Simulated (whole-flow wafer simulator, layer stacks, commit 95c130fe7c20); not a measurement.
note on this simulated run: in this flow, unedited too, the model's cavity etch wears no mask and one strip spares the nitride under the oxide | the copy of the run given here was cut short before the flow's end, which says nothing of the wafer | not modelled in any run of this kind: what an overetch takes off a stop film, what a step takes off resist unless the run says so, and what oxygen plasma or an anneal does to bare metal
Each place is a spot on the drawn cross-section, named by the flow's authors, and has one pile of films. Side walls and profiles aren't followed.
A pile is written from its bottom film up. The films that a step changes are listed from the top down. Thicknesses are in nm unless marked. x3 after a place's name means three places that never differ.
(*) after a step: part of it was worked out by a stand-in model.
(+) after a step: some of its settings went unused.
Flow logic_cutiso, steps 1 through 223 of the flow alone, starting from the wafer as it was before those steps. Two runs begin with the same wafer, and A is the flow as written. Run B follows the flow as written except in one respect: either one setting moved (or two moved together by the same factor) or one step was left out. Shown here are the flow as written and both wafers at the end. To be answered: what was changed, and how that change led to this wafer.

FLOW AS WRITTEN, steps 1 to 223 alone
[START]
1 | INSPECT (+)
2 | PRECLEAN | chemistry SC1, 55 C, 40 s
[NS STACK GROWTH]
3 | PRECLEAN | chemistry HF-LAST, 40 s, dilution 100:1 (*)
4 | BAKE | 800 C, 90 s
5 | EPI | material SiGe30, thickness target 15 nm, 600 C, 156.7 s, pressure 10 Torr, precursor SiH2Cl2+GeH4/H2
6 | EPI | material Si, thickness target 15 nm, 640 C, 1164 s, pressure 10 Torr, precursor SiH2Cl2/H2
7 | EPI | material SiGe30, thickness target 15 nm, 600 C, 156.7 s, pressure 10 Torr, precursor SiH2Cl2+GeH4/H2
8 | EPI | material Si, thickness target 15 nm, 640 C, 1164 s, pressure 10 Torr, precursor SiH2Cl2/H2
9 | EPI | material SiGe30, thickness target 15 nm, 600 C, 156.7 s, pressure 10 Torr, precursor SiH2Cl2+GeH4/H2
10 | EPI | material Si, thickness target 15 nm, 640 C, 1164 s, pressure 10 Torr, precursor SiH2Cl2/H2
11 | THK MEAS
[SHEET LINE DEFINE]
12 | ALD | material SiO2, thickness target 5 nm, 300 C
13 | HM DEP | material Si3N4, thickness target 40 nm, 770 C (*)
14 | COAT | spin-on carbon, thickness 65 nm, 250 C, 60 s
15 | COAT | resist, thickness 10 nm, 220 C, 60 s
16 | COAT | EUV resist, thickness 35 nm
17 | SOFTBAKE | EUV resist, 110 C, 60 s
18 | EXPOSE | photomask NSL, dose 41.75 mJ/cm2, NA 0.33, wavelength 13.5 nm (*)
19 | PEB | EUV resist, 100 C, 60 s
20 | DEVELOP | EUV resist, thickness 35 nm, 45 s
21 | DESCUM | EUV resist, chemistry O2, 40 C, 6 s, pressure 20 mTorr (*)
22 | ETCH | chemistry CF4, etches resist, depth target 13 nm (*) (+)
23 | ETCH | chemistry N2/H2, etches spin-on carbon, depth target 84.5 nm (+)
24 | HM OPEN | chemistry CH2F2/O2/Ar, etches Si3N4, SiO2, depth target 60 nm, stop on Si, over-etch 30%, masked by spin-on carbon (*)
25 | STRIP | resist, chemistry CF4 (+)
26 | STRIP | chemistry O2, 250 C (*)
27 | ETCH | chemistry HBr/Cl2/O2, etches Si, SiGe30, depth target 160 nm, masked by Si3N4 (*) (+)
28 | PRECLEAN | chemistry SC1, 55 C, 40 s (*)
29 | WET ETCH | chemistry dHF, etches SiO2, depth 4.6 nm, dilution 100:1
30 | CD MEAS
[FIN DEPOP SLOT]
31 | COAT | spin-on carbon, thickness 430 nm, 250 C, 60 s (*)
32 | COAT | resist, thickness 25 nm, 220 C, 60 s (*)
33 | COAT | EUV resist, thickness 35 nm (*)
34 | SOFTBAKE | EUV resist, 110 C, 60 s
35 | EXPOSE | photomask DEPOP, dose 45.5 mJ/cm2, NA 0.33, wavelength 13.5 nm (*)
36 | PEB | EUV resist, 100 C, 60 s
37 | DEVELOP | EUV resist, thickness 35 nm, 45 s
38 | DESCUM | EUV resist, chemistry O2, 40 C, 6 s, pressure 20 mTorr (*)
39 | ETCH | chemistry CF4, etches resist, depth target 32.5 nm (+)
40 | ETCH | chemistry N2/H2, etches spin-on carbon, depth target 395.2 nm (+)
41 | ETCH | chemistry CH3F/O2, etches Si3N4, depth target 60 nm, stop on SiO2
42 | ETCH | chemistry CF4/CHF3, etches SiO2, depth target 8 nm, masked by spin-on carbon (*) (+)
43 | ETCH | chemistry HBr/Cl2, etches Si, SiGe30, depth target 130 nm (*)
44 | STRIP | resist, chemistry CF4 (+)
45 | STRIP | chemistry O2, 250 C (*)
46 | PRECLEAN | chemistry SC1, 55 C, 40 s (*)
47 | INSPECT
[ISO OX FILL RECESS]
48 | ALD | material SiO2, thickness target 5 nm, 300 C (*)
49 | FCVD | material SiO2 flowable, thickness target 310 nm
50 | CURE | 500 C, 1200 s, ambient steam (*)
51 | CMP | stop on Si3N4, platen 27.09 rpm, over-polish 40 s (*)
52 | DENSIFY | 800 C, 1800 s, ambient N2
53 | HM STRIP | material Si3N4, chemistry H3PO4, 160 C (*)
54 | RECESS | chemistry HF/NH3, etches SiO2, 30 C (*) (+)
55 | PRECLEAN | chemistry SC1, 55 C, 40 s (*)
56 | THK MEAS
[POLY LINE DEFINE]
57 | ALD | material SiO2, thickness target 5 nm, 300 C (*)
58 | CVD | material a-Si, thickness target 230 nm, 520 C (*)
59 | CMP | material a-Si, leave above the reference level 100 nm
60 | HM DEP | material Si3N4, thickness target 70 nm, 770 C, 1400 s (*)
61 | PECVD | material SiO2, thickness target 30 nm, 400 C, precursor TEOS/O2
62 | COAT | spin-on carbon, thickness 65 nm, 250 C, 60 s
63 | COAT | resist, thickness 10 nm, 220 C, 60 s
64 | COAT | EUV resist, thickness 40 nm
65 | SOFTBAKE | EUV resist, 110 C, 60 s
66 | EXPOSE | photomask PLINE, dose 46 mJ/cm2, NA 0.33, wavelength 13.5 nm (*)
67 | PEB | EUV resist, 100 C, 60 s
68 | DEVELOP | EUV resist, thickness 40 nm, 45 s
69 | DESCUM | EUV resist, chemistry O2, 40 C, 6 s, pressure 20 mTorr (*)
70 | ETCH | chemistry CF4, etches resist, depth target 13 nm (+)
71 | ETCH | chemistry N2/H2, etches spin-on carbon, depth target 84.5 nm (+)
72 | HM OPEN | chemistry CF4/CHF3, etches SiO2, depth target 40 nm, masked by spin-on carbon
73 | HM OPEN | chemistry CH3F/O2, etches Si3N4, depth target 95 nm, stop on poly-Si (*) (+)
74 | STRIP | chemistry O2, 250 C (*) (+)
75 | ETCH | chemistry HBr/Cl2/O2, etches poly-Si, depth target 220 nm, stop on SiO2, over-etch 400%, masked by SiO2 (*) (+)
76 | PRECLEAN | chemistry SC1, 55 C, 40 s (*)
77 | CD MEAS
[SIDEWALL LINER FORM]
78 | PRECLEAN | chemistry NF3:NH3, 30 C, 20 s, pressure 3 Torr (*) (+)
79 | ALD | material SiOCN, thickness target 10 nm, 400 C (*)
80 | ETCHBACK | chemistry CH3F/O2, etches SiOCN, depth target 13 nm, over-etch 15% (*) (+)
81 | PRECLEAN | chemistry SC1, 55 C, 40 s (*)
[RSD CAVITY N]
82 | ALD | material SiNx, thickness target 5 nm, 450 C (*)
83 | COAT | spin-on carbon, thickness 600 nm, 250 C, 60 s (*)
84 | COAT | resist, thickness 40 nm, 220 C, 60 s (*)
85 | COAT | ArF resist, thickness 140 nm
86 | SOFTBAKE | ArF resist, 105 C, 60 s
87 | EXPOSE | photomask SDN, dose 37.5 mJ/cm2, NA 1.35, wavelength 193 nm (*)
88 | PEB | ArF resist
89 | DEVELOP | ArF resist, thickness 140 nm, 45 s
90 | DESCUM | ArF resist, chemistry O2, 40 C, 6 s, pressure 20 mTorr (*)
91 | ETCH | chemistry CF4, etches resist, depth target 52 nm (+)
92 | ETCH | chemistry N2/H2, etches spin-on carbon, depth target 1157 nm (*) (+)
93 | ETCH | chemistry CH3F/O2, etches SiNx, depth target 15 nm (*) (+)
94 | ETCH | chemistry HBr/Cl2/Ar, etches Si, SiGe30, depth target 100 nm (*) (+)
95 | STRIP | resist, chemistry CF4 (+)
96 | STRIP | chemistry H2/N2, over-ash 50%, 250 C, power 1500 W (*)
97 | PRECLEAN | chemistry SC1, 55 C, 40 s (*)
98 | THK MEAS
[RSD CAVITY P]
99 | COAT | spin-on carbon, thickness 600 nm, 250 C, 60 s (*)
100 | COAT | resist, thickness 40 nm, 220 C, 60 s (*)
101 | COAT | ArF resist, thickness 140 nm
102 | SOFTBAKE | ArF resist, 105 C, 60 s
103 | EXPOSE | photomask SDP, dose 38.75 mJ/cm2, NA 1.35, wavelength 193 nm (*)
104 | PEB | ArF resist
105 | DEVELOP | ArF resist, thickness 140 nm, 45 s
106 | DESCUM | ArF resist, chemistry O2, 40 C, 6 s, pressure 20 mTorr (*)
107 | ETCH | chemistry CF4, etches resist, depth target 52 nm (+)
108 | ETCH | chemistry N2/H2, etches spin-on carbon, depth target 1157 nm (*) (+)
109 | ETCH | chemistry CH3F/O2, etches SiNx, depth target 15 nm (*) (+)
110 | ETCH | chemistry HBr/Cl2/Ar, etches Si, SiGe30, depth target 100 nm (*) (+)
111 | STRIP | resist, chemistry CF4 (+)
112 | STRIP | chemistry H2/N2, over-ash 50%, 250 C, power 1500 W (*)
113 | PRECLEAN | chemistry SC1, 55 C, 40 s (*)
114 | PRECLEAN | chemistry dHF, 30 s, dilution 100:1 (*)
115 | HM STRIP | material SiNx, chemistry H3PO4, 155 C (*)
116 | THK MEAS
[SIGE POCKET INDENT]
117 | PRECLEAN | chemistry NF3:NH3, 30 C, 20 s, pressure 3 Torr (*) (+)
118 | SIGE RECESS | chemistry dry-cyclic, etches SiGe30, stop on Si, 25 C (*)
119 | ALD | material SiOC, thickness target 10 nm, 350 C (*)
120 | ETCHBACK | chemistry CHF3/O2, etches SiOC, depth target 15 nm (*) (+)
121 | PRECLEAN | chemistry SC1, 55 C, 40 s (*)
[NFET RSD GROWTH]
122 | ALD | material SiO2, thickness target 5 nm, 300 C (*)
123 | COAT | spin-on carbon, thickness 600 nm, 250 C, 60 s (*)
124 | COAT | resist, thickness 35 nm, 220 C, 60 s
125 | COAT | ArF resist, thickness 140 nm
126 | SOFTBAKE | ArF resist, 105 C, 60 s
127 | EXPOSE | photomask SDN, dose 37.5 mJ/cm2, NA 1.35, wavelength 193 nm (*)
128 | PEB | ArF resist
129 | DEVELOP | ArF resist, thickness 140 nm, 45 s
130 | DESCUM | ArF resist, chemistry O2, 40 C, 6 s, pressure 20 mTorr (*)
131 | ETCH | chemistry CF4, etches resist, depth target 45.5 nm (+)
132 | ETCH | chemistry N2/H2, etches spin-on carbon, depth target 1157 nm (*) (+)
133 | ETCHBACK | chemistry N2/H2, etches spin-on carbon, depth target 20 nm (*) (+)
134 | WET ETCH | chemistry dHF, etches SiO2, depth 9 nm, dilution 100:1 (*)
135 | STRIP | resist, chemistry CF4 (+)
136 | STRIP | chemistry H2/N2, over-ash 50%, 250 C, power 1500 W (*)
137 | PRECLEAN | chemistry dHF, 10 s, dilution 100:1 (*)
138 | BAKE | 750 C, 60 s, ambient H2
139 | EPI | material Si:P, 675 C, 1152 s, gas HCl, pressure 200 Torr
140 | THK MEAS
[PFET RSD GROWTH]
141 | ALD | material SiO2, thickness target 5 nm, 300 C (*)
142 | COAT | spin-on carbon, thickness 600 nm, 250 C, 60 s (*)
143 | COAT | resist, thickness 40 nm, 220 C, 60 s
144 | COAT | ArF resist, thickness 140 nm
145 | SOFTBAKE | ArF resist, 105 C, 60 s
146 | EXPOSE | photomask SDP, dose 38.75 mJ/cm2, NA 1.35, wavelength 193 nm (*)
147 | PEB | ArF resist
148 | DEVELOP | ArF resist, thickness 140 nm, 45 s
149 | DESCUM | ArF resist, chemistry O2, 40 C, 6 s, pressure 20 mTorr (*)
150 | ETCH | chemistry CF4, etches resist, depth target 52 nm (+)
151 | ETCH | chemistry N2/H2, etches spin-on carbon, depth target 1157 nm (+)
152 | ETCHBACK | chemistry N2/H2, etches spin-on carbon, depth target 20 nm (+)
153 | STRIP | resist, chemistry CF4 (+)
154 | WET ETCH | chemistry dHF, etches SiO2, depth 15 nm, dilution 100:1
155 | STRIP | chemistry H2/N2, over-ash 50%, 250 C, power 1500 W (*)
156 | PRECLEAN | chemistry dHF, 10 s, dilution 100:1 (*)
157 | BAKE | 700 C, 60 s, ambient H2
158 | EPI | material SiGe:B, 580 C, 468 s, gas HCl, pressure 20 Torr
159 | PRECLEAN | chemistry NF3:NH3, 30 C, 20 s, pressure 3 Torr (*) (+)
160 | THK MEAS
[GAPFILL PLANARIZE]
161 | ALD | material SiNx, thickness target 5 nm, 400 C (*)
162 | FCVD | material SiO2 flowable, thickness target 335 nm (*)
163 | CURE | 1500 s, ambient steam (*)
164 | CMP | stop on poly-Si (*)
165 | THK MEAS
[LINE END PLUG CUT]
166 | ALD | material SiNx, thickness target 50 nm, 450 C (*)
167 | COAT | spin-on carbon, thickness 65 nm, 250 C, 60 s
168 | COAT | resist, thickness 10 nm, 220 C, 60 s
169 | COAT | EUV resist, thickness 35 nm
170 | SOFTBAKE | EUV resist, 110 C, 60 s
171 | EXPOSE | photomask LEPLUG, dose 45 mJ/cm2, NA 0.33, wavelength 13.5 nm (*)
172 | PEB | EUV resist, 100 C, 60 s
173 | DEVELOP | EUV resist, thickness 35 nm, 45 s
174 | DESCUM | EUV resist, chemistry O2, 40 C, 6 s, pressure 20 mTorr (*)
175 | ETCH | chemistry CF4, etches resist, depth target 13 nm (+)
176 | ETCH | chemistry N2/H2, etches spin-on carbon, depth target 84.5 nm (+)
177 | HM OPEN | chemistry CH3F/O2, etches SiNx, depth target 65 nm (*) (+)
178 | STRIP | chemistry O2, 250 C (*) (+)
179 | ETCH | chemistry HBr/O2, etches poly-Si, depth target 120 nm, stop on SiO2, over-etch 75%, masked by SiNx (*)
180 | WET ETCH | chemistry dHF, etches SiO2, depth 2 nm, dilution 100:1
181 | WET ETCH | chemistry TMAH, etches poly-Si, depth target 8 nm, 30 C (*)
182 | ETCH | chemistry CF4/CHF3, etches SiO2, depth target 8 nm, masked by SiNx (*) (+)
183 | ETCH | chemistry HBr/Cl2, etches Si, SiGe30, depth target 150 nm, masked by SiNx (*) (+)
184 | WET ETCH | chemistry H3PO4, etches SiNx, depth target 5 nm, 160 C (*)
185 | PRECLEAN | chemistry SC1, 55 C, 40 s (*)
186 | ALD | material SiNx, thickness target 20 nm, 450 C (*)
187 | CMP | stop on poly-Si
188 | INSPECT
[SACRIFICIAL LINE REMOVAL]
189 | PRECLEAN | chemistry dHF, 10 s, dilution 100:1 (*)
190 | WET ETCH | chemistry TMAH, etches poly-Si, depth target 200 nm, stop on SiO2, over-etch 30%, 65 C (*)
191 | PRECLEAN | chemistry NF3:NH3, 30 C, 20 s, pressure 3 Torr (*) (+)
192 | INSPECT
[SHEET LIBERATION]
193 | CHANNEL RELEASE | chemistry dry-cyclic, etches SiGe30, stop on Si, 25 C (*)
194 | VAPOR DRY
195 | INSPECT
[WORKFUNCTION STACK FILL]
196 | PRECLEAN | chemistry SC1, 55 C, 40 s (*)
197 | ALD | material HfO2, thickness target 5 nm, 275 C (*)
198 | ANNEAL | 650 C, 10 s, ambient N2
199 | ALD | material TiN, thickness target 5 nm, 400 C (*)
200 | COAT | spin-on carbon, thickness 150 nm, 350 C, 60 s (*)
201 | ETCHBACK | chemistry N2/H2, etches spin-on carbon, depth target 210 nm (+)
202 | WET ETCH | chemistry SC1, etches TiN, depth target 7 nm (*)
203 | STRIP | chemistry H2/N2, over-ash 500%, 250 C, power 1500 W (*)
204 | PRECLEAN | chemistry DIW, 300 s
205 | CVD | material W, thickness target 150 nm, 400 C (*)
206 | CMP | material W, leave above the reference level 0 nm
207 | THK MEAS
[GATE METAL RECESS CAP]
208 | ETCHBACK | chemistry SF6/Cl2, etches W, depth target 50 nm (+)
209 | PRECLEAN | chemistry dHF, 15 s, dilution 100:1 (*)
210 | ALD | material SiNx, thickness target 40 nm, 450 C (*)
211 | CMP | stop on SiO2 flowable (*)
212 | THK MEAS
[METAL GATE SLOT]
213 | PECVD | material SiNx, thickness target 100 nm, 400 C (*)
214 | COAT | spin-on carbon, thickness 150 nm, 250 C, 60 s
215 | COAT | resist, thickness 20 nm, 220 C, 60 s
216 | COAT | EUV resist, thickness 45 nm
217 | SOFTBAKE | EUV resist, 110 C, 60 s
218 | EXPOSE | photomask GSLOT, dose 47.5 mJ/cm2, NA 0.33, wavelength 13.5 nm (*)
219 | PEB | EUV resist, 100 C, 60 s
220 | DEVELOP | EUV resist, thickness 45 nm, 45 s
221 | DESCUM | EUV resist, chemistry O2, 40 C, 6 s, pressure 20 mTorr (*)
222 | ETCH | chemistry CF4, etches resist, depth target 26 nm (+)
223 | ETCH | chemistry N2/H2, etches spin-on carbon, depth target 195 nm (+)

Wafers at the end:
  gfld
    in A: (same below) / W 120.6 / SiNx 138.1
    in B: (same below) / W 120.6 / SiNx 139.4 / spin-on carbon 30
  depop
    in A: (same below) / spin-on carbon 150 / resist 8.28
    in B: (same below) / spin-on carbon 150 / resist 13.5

Cause: step 223, ETCH: depth target 117 nm was run, though the flow has depth target 195 nm.

How this came from the change, step by step:
  223 | ETCH | chemistry N2/H2, etches spin-on carbon, depth target 195 nm (+)
      gfld: A -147 spin-on carbon (all of it), -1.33 SiNx | B -117 spin-on carbon
      depop, dpovl, gl and 18 more: A -26 EUV resist (all of it), -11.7 resist | B -26 EUV resist (all of it), -6.52 resist
